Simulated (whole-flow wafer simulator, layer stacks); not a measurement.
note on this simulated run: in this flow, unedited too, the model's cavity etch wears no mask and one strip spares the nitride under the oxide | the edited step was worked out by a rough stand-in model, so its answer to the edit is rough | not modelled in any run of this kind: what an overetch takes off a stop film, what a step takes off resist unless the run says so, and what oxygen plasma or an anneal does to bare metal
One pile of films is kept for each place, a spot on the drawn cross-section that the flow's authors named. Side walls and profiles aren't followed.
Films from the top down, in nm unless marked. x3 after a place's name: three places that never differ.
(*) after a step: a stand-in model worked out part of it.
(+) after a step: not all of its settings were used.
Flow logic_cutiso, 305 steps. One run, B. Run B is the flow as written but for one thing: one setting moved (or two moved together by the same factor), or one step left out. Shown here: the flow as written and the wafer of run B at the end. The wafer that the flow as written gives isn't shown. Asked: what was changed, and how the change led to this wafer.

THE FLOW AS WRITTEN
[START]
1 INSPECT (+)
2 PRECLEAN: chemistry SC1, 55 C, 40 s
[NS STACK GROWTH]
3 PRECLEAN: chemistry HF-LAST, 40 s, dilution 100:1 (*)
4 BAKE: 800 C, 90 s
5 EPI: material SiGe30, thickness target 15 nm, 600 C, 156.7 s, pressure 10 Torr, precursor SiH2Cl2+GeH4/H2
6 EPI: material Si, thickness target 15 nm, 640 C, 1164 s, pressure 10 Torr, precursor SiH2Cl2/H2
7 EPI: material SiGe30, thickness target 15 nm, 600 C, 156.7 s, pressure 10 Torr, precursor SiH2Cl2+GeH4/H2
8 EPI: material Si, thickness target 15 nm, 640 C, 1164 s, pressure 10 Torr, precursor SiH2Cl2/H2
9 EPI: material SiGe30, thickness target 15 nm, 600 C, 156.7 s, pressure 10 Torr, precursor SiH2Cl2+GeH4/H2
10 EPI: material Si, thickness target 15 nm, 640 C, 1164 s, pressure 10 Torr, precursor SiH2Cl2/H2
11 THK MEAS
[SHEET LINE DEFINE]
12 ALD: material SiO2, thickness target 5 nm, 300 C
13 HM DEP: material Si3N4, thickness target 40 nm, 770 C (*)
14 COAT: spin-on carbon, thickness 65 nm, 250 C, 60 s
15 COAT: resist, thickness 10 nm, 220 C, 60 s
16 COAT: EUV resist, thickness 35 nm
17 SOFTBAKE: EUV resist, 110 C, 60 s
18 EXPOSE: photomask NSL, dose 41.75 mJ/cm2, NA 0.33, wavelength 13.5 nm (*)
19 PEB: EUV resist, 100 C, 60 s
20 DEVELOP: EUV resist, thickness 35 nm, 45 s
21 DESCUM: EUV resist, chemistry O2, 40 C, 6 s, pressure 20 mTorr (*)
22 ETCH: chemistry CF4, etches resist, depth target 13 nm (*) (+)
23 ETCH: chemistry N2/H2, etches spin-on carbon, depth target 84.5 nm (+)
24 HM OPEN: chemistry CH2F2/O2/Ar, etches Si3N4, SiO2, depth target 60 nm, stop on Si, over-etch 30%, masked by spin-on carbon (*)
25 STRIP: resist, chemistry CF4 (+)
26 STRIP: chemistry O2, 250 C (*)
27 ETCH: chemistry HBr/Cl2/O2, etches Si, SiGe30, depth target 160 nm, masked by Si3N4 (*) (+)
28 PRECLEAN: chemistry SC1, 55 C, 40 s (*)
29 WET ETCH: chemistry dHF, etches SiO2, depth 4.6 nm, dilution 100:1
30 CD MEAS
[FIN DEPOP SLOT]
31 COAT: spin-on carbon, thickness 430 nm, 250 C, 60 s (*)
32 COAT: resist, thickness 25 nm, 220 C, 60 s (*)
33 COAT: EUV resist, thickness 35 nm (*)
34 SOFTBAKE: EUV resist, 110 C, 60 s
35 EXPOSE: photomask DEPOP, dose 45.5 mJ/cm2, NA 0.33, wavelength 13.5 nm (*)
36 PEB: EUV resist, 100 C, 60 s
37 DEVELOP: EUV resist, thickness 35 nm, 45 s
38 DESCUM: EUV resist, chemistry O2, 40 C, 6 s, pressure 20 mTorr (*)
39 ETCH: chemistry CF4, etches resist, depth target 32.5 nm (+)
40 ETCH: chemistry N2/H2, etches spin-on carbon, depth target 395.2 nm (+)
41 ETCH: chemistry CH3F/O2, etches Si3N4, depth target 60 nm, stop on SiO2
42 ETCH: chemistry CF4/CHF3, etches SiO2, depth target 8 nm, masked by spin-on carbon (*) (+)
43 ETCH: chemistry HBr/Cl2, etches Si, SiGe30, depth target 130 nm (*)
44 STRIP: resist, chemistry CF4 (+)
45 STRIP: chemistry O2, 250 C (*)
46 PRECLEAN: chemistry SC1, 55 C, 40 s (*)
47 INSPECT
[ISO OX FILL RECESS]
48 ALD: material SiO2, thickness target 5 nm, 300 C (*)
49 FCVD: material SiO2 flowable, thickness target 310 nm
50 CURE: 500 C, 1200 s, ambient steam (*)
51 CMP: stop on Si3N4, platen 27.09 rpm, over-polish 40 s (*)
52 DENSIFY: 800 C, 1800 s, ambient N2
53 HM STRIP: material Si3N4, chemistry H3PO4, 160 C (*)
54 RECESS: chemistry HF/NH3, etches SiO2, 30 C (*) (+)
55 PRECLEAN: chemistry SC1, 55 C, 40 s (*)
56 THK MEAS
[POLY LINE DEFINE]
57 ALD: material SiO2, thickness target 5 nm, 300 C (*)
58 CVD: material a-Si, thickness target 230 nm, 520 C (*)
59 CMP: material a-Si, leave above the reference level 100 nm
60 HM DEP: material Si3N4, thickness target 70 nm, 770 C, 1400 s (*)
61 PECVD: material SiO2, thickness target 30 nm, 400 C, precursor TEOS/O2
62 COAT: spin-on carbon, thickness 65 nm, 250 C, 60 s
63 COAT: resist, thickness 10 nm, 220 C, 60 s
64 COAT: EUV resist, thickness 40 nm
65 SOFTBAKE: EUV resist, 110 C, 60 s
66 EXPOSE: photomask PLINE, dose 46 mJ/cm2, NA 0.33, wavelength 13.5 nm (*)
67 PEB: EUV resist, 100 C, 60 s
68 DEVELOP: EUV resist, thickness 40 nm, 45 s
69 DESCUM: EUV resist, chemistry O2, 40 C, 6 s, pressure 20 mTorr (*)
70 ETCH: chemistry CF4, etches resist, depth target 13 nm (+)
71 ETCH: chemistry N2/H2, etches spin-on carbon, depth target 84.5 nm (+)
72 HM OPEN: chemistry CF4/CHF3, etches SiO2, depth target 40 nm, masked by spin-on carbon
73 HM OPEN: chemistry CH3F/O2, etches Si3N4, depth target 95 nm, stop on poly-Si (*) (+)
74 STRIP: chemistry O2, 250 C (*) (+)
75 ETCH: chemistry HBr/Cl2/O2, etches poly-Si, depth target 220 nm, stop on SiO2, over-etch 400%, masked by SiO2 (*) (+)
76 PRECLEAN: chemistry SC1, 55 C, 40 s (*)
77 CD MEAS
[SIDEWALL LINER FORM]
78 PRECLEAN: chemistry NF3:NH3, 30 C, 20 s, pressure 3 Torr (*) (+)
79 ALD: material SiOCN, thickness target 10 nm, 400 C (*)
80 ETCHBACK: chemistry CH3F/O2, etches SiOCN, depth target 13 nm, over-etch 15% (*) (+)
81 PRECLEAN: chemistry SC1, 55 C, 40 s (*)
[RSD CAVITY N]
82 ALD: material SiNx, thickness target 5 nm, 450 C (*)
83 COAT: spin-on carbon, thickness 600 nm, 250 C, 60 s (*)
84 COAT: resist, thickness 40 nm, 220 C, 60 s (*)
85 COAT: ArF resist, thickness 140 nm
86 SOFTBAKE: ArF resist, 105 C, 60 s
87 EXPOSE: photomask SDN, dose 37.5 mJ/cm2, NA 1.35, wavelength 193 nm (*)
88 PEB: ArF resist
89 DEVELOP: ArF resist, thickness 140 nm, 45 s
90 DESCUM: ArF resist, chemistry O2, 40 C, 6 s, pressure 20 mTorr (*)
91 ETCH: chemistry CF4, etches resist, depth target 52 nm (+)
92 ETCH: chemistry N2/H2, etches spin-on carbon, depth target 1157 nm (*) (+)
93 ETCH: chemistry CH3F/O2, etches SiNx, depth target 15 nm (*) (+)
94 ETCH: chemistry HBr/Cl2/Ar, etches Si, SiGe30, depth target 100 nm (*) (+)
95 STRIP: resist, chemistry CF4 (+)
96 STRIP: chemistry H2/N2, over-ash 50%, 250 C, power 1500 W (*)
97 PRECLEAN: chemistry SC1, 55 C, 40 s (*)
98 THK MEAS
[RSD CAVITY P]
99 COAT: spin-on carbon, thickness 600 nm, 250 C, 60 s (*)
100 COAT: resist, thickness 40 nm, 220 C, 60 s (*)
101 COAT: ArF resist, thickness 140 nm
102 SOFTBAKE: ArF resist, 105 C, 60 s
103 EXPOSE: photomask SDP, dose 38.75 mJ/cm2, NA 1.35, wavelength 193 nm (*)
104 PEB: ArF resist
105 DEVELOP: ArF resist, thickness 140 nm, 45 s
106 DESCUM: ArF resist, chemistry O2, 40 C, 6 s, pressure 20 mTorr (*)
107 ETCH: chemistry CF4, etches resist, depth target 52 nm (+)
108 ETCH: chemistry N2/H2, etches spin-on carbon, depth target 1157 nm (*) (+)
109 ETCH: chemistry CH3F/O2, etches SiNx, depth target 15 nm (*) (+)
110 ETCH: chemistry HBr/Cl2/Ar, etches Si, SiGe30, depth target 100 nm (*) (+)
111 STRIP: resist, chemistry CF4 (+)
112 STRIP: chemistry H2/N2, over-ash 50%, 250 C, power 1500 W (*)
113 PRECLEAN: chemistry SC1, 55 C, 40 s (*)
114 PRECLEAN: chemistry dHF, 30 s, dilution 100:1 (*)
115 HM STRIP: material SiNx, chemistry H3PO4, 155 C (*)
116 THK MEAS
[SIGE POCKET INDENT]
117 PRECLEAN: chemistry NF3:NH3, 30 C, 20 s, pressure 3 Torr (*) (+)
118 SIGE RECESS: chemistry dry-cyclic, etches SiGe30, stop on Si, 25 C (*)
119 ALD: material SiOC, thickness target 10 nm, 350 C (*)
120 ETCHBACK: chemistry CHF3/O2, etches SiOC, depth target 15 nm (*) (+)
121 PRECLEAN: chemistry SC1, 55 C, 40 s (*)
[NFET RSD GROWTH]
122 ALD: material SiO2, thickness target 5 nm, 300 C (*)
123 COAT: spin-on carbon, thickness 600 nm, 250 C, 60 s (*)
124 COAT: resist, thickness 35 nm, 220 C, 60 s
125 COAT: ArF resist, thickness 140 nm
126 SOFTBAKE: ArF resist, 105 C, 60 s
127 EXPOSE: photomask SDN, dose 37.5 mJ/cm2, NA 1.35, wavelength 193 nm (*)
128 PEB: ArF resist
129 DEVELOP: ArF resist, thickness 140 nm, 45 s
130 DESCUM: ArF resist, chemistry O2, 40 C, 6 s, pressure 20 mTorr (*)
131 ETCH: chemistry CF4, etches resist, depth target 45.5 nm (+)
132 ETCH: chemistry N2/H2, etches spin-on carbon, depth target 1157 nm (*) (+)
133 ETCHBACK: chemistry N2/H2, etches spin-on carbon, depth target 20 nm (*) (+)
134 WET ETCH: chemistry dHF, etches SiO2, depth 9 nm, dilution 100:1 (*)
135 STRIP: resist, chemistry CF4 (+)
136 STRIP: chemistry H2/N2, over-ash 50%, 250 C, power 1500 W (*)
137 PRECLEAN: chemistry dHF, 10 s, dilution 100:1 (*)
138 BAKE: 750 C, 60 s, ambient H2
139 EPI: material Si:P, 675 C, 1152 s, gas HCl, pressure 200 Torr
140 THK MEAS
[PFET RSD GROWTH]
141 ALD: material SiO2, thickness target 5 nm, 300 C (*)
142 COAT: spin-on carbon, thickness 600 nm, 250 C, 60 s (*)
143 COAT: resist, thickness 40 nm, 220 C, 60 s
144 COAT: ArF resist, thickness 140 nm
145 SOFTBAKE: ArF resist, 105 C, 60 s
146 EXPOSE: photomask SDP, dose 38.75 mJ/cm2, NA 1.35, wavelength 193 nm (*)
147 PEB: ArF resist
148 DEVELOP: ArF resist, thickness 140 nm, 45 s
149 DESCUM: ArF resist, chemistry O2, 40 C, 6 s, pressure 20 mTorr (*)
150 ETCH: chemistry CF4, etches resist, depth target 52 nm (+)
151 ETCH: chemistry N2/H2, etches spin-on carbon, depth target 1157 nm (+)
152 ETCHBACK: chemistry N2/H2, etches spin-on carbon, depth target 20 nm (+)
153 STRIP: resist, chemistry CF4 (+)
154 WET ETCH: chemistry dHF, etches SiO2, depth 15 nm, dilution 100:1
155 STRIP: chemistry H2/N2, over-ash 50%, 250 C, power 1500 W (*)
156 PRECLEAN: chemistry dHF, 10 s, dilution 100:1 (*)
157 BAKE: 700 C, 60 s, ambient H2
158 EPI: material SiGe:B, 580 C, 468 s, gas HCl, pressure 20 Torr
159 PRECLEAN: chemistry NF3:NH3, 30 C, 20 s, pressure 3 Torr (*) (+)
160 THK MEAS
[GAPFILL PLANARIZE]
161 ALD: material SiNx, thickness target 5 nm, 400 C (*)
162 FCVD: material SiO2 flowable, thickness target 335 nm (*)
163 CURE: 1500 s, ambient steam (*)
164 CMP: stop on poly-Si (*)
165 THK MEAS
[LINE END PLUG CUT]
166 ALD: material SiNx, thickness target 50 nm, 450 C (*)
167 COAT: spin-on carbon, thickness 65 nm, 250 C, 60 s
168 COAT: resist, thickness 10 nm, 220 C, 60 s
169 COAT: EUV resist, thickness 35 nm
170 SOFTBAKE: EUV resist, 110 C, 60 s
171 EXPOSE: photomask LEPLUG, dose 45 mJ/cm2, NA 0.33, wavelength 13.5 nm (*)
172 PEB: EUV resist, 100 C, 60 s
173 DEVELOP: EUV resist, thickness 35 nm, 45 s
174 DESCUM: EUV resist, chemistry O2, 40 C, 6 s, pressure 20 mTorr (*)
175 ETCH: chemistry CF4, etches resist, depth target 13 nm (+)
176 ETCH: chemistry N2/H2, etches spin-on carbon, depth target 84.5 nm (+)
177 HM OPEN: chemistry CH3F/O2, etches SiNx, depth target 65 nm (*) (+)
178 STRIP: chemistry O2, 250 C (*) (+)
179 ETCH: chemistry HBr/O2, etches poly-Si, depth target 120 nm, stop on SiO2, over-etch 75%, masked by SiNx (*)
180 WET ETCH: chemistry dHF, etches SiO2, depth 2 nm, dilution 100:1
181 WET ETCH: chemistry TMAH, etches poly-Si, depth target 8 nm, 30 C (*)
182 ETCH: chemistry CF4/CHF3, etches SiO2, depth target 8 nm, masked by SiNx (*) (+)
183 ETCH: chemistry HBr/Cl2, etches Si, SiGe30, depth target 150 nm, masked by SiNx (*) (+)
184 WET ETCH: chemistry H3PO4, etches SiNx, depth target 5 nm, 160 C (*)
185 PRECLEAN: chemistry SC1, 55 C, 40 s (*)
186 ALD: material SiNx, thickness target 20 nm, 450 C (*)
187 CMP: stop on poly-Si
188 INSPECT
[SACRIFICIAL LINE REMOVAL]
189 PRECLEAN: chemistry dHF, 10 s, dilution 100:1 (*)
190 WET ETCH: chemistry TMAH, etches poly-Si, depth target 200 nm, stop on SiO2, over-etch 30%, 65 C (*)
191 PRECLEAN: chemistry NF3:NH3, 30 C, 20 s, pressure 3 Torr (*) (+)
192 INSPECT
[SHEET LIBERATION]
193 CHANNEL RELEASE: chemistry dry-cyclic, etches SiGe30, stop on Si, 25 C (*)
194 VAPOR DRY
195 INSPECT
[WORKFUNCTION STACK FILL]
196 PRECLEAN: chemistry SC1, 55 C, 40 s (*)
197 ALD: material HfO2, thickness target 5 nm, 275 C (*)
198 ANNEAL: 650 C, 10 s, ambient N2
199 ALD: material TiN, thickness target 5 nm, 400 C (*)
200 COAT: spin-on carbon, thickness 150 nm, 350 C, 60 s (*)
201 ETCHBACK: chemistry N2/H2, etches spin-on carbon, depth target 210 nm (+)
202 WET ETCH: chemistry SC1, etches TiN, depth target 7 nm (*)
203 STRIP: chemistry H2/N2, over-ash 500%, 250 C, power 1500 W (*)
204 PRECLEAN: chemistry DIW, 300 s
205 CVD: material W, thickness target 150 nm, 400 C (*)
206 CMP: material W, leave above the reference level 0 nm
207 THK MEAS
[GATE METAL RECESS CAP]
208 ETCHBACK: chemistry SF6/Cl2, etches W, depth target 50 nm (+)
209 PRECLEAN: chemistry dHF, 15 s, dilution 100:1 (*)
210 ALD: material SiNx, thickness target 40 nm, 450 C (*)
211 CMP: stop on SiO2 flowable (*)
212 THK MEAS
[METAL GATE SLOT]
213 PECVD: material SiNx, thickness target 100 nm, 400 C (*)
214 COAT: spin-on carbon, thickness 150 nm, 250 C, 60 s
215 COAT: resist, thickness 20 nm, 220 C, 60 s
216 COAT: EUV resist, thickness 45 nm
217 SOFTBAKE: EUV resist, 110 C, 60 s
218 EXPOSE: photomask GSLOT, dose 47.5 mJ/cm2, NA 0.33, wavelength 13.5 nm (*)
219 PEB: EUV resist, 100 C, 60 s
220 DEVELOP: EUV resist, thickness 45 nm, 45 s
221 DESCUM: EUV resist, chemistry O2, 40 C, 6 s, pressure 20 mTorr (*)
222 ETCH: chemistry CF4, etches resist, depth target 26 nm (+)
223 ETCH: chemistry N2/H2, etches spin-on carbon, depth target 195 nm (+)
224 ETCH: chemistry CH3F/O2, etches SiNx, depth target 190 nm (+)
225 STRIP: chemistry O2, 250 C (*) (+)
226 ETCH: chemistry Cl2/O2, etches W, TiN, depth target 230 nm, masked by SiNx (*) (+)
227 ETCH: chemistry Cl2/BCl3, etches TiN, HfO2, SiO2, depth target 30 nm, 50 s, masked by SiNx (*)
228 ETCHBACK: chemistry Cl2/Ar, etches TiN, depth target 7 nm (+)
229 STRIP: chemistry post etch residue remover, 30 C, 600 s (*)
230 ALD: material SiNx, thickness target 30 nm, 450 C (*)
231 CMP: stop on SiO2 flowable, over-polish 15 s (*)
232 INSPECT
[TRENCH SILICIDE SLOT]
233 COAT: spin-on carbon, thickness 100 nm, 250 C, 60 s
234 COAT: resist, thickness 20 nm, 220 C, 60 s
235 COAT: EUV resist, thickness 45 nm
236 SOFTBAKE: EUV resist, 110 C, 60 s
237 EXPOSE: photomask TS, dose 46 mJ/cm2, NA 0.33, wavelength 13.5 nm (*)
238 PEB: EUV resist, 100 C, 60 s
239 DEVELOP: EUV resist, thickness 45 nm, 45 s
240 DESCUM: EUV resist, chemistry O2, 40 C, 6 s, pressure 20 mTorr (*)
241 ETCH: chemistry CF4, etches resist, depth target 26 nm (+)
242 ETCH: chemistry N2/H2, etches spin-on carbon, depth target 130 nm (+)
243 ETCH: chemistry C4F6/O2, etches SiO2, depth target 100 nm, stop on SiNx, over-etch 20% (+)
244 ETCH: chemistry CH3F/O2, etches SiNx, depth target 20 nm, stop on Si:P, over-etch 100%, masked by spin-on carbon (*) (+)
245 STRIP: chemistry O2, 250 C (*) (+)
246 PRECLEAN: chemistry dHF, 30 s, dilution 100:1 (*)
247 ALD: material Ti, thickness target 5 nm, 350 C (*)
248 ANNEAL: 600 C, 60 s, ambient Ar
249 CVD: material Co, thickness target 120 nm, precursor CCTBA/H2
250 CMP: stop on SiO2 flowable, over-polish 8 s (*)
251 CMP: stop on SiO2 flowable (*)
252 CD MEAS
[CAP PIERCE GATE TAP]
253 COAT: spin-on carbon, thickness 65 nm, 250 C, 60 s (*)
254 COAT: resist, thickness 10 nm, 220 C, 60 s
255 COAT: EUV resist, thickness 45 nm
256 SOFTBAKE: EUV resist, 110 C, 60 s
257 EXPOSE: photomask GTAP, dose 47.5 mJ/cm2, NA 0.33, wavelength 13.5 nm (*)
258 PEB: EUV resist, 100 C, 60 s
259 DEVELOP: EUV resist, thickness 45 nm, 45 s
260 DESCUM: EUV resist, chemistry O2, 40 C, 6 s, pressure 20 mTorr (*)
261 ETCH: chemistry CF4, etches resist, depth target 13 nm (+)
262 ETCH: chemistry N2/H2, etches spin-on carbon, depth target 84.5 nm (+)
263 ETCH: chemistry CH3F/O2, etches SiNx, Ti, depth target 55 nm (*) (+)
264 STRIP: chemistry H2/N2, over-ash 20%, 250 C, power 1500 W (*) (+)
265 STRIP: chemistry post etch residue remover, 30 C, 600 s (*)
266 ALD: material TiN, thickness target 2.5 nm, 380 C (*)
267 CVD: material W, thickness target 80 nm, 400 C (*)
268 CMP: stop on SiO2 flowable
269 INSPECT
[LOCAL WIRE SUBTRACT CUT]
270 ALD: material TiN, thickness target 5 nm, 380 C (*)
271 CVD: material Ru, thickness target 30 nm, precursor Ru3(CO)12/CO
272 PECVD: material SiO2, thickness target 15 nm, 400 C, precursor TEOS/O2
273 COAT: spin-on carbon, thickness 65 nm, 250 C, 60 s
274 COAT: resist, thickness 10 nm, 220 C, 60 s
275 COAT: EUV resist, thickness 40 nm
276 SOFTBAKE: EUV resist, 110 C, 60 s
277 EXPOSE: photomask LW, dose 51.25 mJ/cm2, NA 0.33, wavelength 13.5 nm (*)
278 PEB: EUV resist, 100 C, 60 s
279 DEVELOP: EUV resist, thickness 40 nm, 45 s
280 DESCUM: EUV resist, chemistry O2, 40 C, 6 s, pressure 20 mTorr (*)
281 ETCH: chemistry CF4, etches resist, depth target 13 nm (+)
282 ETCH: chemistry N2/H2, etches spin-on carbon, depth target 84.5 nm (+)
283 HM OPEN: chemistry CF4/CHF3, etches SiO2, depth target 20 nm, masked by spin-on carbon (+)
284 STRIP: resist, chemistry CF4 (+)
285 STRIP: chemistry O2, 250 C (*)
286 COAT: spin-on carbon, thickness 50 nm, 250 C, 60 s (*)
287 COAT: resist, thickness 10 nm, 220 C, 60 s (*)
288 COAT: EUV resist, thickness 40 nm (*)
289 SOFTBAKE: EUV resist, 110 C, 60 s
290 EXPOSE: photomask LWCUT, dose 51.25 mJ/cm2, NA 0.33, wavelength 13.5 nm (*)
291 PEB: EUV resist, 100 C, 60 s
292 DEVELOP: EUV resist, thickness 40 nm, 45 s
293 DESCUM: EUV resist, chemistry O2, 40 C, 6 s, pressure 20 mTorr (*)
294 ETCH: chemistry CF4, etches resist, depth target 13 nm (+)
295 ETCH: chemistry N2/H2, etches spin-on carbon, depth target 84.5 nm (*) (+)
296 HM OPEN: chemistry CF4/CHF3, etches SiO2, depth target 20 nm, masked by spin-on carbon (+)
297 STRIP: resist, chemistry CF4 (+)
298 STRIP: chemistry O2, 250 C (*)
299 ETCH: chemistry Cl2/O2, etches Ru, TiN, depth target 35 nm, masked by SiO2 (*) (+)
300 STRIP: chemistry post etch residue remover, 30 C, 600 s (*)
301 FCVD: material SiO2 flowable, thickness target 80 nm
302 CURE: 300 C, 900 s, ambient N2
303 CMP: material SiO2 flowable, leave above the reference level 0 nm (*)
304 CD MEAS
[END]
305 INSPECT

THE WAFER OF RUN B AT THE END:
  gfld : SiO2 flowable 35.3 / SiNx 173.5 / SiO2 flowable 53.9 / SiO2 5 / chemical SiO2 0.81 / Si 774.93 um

The cause: step 227, ETCH: depth target 15 nm was run, where the flow has depth target 30 nm.

How the change led to this, step by step:
  227 ETCH: chemistry Cl2/BCl3, etches TiN, HfO2, SiO2, depth target 30 nm, 50 s, masked by SiNx (*)
      gfld: HfO2 -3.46 (all of it), SiO2 flowable -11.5 (as written it would be: HfO2 -3.46 (all of it), SiO2 flowable -26.5)
  230 ALD: material SiNx, thickness target 30 nm, 450 C (*)
      gfld: SiNx +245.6 (new film) (as written it would be: SiNx +260.6 (new film))
